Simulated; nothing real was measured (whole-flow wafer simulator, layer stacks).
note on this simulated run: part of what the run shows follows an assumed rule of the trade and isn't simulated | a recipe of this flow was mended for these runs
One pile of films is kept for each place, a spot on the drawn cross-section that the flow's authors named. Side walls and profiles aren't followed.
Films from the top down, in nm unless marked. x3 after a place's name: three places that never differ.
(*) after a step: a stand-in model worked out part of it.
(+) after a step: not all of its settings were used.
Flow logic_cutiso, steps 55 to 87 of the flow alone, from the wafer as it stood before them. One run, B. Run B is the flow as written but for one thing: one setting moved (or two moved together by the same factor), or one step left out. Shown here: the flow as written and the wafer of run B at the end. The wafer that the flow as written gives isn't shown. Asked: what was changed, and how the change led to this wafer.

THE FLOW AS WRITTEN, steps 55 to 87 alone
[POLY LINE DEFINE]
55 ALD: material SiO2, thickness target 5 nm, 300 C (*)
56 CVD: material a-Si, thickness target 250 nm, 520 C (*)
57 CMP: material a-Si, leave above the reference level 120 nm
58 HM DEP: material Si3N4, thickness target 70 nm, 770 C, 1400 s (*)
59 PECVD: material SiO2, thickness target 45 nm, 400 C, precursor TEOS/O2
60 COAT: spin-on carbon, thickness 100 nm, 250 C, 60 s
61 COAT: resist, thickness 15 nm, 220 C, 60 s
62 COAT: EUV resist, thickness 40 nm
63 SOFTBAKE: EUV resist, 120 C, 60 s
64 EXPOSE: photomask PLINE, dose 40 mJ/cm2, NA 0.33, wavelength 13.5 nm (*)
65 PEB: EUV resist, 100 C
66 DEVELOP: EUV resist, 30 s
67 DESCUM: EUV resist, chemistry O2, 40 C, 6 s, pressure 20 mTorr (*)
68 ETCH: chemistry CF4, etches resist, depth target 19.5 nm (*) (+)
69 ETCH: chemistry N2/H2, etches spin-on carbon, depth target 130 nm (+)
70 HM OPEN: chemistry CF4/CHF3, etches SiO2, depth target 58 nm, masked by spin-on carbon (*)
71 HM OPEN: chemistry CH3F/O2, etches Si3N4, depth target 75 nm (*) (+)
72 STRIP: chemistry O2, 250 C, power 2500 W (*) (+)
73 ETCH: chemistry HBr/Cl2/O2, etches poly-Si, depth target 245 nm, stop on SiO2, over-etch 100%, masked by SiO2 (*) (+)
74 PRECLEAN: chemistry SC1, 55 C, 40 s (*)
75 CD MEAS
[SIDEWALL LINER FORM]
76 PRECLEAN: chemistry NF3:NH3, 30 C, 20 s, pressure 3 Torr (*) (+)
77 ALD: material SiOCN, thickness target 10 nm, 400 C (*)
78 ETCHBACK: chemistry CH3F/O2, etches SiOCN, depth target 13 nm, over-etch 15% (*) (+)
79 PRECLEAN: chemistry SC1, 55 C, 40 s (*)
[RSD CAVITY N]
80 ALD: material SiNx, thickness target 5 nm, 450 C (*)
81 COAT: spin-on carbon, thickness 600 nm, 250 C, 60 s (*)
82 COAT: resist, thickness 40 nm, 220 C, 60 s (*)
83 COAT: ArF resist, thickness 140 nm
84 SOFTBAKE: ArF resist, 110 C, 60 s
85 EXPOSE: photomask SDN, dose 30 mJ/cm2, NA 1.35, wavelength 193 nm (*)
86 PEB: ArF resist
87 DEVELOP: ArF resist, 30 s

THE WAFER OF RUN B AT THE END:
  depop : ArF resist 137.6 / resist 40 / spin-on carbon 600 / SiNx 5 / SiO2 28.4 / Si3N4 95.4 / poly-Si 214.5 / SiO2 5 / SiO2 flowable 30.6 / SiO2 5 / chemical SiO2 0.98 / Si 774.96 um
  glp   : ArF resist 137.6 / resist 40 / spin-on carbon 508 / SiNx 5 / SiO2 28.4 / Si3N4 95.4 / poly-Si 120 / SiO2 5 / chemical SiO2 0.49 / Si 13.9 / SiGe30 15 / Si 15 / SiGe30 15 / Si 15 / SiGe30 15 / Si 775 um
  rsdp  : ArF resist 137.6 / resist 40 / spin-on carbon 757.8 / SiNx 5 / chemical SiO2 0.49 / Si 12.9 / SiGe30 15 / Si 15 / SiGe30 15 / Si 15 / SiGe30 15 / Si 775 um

The cause: step 58, HM DEP: thickness target 95.4 nm was run, where the flow has thickness target 70 nm; step 58, HM DEP: 1908 s was run, where the flow has 1400 s.
It can be read off the wafer: depop has Si3N4 95.4, and step 58 as written asks for 70 nm.

How the change led to this, step by step:
  58 HM DEP: material Si3N4, thickness target 70 nm, 770 C, 1400 s (*)
      gl, glp, gxn and 11 more: Si3N4 +95.4 (new film), poly-Si +120 (new film), a-Si -120 (all of it) (as written it would be: Si3N4 +70 (new film), poly-Si +120 (new film), a-Si -120 (all of it))
      depop, dpovl x3, gfld, gxf, iso, lnri: Si3N4 +95.4 (new film), poly-Si +214.5 (new film), a-Si -214.5 (all of it) (as written it would be: Si3N4 +70 (new film), poly-Si +214.5 (new film), a-Si -214.5 (all of it))
  71 HM OPEN: chemistry CH3F/O2, etches Si3N4, depth target 75 nm (*) (+)
      iso, lnr, lnri and 6 more: Si3N4 -75 (as written it would be: Si3N4 -55.2 (all of it), poly-Si -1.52)
  72 STRIP: chemistry O2, 250 C, power 2500 W (*) (+)
      iso, lnr, lnri and 6 more: nothing (as written it would be: chemical SiO2 +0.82 (new film), poly-Si -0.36)
  73 ETCH: chemistry HBr/Cl2/O2, etches poly-Si, depth target 245 nm, stop on SiO2, over-etch 100%, masked by SiO2 (*) (+)
      lnr, lnrp, lnrt, rsdn, rsdp, rsdw, rsdx: Si3N4 -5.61 (all of it), poly-Si -120 (all of it), SiO2 -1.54 (as written it would be: chemical SiO2 -0.82 (all of it), poly-Si -118.1 (all of it), SiO2 -1.86)
      iso, lnri: Si3N4 -5.61 (all of it), poly-Si -214.5 (all of it), SiO2 -1.07 (as written it would be: chemical SiO2 -0.82 (all of it), poly-Si -212.6 (all of it), SiO2 -1.39)
  81 COAT: spin-on carbon, thickness 600 nm, 250 C, 60 s (*)
      rsdn, rsdp, rsdw: spin-on carbon +757.8 (new film) (as written it would be: spin-on carbon +740.8 (new film))
      rsdx: spin-on carbon +757.7 (new film) (as written it would be: spin-on carbon +740.8 (new film))
